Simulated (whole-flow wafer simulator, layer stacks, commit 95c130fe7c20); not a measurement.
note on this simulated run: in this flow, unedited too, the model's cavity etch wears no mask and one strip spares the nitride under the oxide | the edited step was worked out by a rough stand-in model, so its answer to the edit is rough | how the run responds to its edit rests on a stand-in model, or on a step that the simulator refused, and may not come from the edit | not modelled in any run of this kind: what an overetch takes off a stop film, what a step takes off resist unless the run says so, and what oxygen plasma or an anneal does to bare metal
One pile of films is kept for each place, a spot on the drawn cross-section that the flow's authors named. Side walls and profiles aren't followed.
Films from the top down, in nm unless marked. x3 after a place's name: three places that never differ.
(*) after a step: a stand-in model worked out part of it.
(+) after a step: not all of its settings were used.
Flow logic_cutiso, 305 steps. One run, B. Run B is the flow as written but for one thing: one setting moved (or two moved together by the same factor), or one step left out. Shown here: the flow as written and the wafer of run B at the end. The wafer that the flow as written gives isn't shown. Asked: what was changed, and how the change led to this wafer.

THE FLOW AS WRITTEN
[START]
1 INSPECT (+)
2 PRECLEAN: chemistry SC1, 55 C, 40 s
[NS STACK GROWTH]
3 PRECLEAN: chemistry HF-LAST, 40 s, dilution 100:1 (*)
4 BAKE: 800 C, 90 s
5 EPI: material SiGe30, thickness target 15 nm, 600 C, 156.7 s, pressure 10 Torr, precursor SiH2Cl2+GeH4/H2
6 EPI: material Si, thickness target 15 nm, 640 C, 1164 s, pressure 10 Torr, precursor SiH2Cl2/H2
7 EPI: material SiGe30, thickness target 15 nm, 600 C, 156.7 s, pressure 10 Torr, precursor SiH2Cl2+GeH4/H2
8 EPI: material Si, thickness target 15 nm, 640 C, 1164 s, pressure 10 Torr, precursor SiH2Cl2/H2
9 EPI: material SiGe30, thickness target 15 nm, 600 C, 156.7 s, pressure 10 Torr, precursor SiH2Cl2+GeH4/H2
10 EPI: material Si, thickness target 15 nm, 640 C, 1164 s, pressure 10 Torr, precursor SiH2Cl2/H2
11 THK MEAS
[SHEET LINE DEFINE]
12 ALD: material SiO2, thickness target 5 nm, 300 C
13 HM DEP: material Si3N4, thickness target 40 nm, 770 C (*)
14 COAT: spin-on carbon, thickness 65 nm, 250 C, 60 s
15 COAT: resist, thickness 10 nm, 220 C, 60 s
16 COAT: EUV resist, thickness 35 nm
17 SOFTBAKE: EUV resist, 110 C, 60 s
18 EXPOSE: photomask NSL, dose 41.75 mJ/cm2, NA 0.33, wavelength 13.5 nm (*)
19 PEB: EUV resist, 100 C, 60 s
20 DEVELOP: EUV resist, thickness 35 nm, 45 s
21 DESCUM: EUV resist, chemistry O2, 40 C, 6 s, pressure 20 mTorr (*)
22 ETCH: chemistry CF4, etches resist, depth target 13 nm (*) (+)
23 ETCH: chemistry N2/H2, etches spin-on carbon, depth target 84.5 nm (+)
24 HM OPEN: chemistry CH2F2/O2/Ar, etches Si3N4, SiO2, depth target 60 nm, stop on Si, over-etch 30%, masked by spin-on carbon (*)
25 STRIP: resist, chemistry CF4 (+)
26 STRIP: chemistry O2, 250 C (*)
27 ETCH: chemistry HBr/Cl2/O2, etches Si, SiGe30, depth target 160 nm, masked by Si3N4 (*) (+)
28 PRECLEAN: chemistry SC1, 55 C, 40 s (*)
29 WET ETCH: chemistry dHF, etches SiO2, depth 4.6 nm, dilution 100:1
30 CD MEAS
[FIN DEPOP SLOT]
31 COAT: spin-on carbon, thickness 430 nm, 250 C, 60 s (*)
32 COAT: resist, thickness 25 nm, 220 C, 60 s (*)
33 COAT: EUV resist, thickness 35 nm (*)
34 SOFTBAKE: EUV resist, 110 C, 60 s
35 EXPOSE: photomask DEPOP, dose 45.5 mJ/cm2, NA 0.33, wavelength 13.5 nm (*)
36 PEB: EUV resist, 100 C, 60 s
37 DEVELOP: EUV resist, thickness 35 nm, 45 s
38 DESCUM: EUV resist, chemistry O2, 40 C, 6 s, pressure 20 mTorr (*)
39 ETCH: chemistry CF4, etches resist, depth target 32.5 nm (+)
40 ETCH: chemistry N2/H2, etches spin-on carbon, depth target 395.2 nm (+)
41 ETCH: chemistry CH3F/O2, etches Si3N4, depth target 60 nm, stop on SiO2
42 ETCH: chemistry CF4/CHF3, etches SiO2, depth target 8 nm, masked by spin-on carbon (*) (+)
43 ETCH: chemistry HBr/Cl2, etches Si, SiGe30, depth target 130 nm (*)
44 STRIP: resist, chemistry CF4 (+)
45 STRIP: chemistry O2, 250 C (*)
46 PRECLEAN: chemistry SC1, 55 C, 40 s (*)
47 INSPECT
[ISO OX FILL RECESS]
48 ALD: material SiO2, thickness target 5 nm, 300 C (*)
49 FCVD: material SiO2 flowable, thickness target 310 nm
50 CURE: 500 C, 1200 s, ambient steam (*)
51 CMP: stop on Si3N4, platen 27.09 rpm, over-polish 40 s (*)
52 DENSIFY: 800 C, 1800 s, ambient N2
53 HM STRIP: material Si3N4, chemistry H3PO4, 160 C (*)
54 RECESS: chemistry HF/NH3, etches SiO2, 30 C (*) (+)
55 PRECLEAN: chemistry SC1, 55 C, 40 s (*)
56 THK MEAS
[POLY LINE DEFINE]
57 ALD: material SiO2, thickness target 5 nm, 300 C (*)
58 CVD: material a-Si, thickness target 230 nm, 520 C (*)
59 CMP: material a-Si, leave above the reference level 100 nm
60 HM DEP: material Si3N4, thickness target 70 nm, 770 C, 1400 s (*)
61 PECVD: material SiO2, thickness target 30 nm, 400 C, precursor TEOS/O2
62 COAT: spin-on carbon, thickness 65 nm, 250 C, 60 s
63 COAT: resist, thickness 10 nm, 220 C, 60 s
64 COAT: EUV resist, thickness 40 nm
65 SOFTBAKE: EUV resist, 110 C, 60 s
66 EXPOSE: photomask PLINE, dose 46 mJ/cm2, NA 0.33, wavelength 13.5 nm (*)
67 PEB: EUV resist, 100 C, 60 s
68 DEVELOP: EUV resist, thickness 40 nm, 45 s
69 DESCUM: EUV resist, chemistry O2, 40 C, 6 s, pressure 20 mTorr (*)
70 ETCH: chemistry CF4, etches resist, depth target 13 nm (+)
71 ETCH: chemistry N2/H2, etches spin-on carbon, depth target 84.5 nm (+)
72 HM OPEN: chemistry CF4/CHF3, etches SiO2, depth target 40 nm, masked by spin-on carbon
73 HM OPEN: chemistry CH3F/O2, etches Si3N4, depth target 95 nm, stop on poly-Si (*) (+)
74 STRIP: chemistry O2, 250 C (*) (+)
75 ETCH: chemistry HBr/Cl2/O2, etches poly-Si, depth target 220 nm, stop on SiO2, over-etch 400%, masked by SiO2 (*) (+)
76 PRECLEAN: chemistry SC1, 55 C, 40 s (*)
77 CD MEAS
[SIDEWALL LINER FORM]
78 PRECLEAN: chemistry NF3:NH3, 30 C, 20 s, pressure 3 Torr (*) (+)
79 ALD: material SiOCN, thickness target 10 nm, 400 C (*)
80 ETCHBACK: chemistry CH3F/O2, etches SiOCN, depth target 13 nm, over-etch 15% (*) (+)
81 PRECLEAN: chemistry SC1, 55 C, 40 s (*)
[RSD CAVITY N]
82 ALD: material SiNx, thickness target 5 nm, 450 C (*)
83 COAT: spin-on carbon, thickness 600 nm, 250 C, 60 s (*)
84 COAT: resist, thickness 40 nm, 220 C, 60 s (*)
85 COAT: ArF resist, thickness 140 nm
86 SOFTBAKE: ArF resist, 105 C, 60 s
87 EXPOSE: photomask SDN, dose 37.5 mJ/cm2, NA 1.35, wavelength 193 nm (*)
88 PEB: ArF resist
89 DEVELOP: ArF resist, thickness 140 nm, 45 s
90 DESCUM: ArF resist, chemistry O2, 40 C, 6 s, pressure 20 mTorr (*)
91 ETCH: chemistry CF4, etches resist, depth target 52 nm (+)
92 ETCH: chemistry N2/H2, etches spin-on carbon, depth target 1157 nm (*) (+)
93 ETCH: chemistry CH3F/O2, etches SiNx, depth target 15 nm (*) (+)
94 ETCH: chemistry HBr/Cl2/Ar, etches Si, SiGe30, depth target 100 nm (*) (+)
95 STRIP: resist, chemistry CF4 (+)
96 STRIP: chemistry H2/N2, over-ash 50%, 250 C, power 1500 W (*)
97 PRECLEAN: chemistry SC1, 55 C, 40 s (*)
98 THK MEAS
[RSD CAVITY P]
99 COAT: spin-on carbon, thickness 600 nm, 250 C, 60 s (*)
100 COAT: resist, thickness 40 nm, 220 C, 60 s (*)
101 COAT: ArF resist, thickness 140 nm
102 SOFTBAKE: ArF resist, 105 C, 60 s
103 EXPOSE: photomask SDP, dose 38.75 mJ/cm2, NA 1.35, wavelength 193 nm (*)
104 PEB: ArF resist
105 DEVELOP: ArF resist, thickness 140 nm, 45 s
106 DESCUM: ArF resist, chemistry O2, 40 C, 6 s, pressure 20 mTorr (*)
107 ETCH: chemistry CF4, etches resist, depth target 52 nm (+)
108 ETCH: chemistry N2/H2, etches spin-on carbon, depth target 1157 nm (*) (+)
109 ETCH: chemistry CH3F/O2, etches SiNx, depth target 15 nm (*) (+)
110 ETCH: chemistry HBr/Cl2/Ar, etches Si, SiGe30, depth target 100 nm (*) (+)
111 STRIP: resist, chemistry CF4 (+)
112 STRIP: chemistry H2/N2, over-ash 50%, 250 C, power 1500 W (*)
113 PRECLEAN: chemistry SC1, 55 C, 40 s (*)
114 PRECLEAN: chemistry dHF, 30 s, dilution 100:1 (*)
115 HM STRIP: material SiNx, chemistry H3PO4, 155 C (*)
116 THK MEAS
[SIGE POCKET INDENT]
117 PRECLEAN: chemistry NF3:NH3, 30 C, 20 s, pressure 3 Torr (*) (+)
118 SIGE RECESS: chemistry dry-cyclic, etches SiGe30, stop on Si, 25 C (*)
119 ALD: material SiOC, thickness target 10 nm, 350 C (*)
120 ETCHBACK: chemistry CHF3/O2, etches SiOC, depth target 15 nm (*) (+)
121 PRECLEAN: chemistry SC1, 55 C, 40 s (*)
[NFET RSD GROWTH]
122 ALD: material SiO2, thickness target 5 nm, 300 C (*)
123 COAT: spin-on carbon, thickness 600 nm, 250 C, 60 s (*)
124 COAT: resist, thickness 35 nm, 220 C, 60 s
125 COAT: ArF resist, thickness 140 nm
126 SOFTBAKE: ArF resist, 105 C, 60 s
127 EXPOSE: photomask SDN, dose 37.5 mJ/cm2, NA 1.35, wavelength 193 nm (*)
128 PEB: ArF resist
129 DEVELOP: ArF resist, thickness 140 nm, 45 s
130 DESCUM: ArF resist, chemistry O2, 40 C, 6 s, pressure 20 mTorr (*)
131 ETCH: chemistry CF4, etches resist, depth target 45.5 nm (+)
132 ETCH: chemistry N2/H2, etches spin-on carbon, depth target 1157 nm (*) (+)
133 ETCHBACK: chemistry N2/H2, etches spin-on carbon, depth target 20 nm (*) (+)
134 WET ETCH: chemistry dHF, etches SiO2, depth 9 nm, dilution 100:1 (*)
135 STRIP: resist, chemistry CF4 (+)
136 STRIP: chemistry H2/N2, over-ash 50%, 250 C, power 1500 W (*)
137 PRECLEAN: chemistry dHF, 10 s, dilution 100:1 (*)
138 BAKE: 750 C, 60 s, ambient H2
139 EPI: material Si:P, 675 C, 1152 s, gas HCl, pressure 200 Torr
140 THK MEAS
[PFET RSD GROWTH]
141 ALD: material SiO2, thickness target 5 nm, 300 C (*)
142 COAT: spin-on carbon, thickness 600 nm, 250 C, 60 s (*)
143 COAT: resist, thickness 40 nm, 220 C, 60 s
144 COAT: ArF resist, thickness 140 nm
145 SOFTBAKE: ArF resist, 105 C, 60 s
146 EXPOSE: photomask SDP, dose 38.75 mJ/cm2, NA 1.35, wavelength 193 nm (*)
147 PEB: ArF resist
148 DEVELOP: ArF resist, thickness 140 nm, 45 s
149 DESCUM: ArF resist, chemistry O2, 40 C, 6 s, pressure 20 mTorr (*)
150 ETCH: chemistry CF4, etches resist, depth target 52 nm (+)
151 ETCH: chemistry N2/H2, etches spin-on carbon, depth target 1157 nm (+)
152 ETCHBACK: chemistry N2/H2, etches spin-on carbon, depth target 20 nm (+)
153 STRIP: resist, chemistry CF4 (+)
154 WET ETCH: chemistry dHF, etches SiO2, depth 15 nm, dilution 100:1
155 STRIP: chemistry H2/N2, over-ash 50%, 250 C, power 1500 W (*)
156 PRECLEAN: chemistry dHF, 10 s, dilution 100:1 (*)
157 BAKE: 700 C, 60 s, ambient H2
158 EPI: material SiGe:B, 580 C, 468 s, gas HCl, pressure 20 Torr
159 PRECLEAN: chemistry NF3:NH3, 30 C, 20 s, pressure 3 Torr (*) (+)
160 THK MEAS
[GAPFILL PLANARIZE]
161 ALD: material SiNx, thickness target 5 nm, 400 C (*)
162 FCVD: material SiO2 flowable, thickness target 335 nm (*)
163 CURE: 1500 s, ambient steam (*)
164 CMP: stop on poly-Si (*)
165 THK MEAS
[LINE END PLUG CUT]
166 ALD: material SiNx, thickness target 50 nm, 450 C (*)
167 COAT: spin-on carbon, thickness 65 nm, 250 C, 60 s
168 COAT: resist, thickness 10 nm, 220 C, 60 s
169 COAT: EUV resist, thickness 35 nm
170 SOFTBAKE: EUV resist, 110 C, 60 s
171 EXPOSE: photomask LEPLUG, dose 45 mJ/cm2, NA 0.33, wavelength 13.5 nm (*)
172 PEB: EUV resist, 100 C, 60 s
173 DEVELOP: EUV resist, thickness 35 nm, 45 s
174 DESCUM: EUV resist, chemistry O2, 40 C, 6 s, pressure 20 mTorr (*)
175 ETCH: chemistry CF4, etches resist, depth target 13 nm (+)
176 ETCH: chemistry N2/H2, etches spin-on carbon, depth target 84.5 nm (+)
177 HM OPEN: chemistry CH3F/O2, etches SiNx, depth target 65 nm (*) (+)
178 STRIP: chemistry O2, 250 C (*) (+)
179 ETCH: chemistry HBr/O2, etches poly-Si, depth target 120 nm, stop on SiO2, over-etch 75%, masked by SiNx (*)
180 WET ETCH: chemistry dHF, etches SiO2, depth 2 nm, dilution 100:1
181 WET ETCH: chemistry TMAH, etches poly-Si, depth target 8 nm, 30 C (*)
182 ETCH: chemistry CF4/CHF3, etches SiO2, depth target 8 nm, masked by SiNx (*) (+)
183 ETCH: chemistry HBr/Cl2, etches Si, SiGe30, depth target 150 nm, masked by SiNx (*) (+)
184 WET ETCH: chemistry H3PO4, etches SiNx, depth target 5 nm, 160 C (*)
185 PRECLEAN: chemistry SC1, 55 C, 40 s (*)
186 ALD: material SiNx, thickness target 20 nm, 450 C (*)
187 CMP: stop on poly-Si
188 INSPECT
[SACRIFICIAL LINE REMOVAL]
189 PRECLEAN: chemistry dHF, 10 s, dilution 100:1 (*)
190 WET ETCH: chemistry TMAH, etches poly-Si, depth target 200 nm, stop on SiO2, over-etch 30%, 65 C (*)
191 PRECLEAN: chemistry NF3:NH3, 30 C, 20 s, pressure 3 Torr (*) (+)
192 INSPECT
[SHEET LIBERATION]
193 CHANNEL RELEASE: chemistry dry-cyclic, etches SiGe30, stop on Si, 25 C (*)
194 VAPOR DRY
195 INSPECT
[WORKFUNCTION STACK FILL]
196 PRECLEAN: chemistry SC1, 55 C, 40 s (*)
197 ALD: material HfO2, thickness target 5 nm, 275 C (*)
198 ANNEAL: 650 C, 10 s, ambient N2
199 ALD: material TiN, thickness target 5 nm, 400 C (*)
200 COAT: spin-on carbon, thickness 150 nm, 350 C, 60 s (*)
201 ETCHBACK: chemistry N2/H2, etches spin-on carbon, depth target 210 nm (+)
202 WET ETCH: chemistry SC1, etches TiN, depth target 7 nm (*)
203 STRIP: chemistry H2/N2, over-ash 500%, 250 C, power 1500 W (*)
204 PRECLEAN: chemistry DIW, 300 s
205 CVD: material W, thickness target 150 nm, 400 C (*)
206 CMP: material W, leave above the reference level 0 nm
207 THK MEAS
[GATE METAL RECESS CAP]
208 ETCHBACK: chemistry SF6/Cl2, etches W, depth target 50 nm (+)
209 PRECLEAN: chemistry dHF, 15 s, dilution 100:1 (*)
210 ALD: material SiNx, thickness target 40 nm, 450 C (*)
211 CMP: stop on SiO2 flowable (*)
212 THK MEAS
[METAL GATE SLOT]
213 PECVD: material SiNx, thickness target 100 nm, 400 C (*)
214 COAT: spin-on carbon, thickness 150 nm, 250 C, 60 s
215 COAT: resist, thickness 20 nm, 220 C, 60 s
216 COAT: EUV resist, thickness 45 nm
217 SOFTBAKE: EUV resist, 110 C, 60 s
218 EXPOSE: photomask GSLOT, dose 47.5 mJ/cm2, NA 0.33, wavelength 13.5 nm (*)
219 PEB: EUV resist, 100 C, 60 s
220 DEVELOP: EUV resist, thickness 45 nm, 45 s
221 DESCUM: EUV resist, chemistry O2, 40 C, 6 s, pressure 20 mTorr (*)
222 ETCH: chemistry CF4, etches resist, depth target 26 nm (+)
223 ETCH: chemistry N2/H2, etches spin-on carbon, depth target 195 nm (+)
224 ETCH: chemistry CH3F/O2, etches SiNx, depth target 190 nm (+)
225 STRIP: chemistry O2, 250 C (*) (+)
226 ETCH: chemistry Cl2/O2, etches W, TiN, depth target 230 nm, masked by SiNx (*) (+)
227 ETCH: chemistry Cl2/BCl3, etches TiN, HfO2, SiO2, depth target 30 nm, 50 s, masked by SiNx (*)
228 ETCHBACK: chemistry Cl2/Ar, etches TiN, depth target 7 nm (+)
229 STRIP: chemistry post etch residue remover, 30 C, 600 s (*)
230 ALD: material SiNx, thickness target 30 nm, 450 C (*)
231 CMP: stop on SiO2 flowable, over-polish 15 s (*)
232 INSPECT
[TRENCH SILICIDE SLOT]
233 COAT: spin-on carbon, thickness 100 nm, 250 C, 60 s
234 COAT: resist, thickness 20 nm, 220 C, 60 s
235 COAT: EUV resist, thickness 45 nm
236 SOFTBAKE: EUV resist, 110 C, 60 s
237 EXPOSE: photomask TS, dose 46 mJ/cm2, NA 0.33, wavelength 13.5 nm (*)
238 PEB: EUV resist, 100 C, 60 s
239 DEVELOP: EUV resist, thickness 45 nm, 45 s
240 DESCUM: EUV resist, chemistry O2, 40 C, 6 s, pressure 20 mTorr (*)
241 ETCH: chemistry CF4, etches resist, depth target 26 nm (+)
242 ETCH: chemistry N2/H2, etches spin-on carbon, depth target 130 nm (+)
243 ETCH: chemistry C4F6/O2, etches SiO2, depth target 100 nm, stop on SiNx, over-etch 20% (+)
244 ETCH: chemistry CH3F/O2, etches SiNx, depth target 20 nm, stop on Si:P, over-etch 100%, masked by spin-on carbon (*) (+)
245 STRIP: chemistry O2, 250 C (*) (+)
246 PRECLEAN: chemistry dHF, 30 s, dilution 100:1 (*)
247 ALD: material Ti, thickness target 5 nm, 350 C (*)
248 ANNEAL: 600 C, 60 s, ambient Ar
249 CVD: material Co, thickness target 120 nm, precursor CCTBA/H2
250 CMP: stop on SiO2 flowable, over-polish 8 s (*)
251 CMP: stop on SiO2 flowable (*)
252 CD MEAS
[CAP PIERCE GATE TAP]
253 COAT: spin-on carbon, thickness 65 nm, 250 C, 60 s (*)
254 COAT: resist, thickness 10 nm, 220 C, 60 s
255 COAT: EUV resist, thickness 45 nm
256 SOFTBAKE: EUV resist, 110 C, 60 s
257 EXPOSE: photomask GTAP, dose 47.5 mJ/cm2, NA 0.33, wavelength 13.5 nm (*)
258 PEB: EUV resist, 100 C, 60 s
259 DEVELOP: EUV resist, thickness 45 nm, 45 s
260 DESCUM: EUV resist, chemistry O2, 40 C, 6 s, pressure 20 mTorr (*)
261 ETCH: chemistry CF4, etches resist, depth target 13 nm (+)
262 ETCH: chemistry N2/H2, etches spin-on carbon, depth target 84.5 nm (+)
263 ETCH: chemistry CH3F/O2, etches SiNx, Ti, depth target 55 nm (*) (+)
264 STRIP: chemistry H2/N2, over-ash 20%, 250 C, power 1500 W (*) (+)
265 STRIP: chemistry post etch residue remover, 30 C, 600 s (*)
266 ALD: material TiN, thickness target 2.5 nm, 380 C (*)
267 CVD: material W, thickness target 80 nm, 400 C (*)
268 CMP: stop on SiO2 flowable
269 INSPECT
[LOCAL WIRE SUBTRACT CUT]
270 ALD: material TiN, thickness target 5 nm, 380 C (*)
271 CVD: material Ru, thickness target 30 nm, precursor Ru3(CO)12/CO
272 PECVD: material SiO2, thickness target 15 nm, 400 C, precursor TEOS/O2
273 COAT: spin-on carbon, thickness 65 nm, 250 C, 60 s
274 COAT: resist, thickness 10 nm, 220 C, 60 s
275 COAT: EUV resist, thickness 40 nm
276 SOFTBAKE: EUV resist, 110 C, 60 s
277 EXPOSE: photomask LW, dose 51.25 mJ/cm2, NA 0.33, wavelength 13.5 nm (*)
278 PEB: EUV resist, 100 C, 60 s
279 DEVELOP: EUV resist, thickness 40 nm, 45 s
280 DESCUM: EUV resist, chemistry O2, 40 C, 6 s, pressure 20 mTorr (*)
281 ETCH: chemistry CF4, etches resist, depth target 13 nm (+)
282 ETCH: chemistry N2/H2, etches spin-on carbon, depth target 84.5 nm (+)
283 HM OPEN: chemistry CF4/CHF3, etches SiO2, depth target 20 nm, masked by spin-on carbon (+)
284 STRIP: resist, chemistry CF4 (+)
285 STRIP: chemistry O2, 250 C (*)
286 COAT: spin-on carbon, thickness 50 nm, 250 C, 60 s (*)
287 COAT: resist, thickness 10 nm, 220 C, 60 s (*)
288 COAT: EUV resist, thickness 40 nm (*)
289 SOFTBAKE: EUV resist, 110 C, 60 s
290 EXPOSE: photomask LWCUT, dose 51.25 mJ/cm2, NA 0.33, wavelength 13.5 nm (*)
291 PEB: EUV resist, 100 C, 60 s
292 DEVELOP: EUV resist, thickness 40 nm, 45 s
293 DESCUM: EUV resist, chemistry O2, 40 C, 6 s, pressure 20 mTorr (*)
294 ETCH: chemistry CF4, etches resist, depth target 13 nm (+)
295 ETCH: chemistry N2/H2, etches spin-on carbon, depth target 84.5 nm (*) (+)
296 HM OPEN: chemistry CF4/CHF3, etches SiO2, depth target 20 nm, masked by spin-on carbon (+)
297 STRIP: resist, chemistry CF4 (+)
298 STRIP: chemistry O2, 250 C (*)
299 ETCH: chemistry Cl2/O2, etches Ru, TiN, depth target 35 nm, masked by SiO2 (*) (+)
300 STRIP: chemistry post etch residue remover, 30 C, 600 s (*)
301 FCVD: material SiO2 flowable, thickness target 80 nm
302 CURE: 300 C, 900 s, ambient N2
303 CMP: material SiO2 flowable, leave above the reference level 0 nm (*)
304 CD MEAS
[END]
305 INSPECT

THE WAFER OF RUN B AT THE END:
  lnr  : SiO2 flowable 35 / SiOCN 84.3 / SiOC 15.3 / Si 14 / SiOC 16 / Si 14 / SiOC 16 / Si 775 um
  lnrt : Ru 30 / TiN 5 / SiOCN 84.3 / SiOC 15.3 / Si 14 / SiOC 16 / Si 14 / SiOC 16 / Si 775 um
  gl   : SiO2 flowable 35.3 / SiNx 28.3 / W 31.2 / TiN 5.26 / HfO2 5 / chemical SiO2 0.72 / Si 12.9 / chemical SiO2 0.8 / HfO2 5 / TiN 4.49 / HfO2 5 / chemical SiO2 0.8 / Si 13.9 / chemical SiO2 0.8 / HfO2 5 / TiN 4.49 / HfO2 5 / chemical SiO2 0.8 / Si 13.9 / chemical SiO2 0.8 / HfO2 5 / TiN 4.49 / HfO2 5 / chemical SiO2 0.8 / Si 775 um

The cause: step 75, ETCH: over-etch 600% was run, where the flow has over-etch 400%.

How the change led to this, step by step:
  75 ETCH: chemistry HBr/Cl2/O2, etches poly-Si, depth target 220 nm, stop on SiO2, over-etch 400%, masked by SiO2 (*) (+)
      lnr, lnrp, lnrt, rsdn, rsdp, rsdw, rsdx: chemical SiO2 -0.79 (all of it), poly-Si -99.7 (all of it), SiO2 -5 (all of it), chemical SiO2 -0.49 (all of it), Si -13.9 (all of it) (as written it would be: chemical SiO2 -0.79 (all of it), poly-Si -99.7 (all of it), SiO2 -5 (all of it))
      iso, lnri: chemical SiO2 -0.79 (all of it), poly-Si -189.1 (all of it), SiO2 -5 (all of it), SiO2 flowable -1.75 (as written it would be: chemical SiO2 -0.79 (all of it), poly-Si -189.1 (all of it), SiO2 -4.55)
      (and at 13 more places)
  80 ETCHBACK: chemistry CH3F/O2, etches SiOCN, depth target 13 nm, over-etch 15% (*) (+)
      rsdn, rsdp, rsdw, rsdx: SiOCN -10 (all of it), SiGe30 -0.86 (as written it would be: SiOCN -10 (all of it), Si -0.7)
      lnr, lnrp, lnrt: SiOCN +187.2 (as written it would be: SiOCN +175.1)
  94 ETCH: chemistry HBr/Cl2/Ar, etches Si, SiGe30, depth target 100 nm (*) (+)
      rsdn, rsdx: chemical SiO2 -0.49 (all of it), SiGe30 -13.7 (all of it), Si -15 (all of it), SiGe30 -15 (all of it), Si -15 (all of it), SiGe30 -15 (all of it), Si -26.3 (as written it would be: chemical SiO2 -0.49 (all of it), Si -12.8 (all of it), SiGe30 -15 (all of it), Si -15 (all of it), SiGe30 -15 (all of it), Si -15 (all of it), SiGe30 -15 (all of it), Si -12.2)
  110 ETCH: chemistry HBr/Cl2/Ar, etches Si, SiGe30, depth target 100 nm (*) (+)
      rsdp, rsdw: chemical SiO2 -0.49 (all of it), SiGe30 -13.7 (all of it), Si -15 (all of it), SiGe30 -15 (all of it), Si -15 (all of it), SiGe30 -15 (all of it), Si -26.3 (as written it would be: chemical SiO2 -0.49 (all of it), Si -12.8 (all of it), SiGe30 -15 (all of it), Si -15 (all of it), SiGe30 -15 (all of it), Si -15 (all of it), SiGe30 -15 (all of it), Si -12.2)
  118 SIGE RECESS: chemistry dry-cyclic, etches SiGe30, stop on Si, 25 C (*)
      lnr, lnrp, lnrt: SiOCN -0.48, cavity +15.3 (new film), SiGe30 -14.8 (all of it), Si -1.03, cavity +16 (new film), SiGe30 -15 (all of it), Si -1.03, cavity +16 (new film), SiGe30 -15 (all of it), Si -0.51 (as written it would be: SiOCN -0.48, Si -0.51, cavity +16 (new film), SiGe30 -15 (all of it), Si -1.03, cavity +16 (new film), SiGe30 -15 (all of it), Si -1.03, cavity +16 (new film), SiGe30 -15 (all of it), Si -0.51)
  119 ALD: material SiOC, thickness target 10 nm, 350 C (*)
      lnr, lnrp, lnrt: SiOC +10 (new film), SiOC +15.3 (new film), cavity -15.3 (all of it), SiOC +16 (new film), cavity -16 (all of it), SiOC +16 (new film), cavity -16 (all of it) (as written it would be: SiOC +10 (new film), SiOC +16 (new film), cavity -16 (all of it), SiOC +16 (new film), cavity -16 (all of it), SiOC +16 (new film), cavity -16 (all of it))
  120 ETCHBACK: chemistry CHF3/O2, etches SiOC, depth target 15 nm (*) (+)
      gxn: SiOC -10.8 (all of it), SiO2 -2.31 (all of it), Si3N4 -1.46 (as written it would be: SiOC -11 (all of it), SiO2 -4.21 (all of it))
      gxp: SiOC -10.8 (all of it), SiO2 -2.35 (all of it), Si3N4 -1.45 (as written it would be: SiOC -11 (all of it), SiO2 -4.25 (all of it))
      (and at 3 more places)
  122 ALD: material SiO2, thickness target 5 nm, 300 C (*)
      gxn: SiO2 +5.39 (new film) (as written it would be: SiO2 +6.76 (new film))
      gxp: SiO2 +5.38 (new film) (as written it would be: SiO2 +6.75 (new film))
  132 ETCH: chemistry N2/H2, etches spin-on carbon, depth target 1157 nm (*) (+)
      gxn: spin-on carbon -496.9 (all of it), SiO2 -5.39 (all of it), Si3N4 -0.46 (as written it would be: spin-on carbon -499.4 (all of it), SiO2 -6.06)
  133 ETCHBACK: chemistry N2/H2, etches spin-on carbon, depth target 20 nm (*) (+)
      gxn: Si3N4 -0.56 (as written it would be: SiO2 -0.7 (all of it), Si3N4 -0.21)
  139 EPI: material Si:P, 675 C, 1152 s, gas HCl, pressure 200 Torr
      rsdn, rsdx: Si:P +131 (new film) (as written it would be: Si:P +116.9 (new film))
  141 ALD: material SiO2, thickness target 5 nm, 300 C (*)
      gxp: SiO2 +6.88 (as written it would be: SiO2 +5)
  158 EPI: material SiGe:B, 580 C, 468 s, gas HCl, pressure 20 Torr
      rsdp, rsdw: SiGe:B +131 (new film) (as written it would be: SiGe:B +116.8 (new film))
  164 CMP: stop on poly-Si (*)
      depop, dpovl, isow, ns, nsgap: SiO2 flowable -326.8 (all of it), SiNx -5 (all of it), SiO2 -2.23 (all of it), Si3N4 -70 (all of it) (as written it would be: SiO2 flowable -326.8 (all of it), SiNx -5 (all of it), SiO2 -4.13 (all of it), Si3N4 -70 (all of it))
      gfld, gxf, plug: SiO2 flowable -252.5 (all of it), SiNx -5 (all of it), SiO2 -2.23 (all of it), Si3N4 -70 (all of it) (as written it would be: SiO2 flowable -251.9 (all of it), SiNx -5 (all of it), SiO2 -4.13 (all of it), Si3N4 -70 (all of it))
      (and at 8 more places)
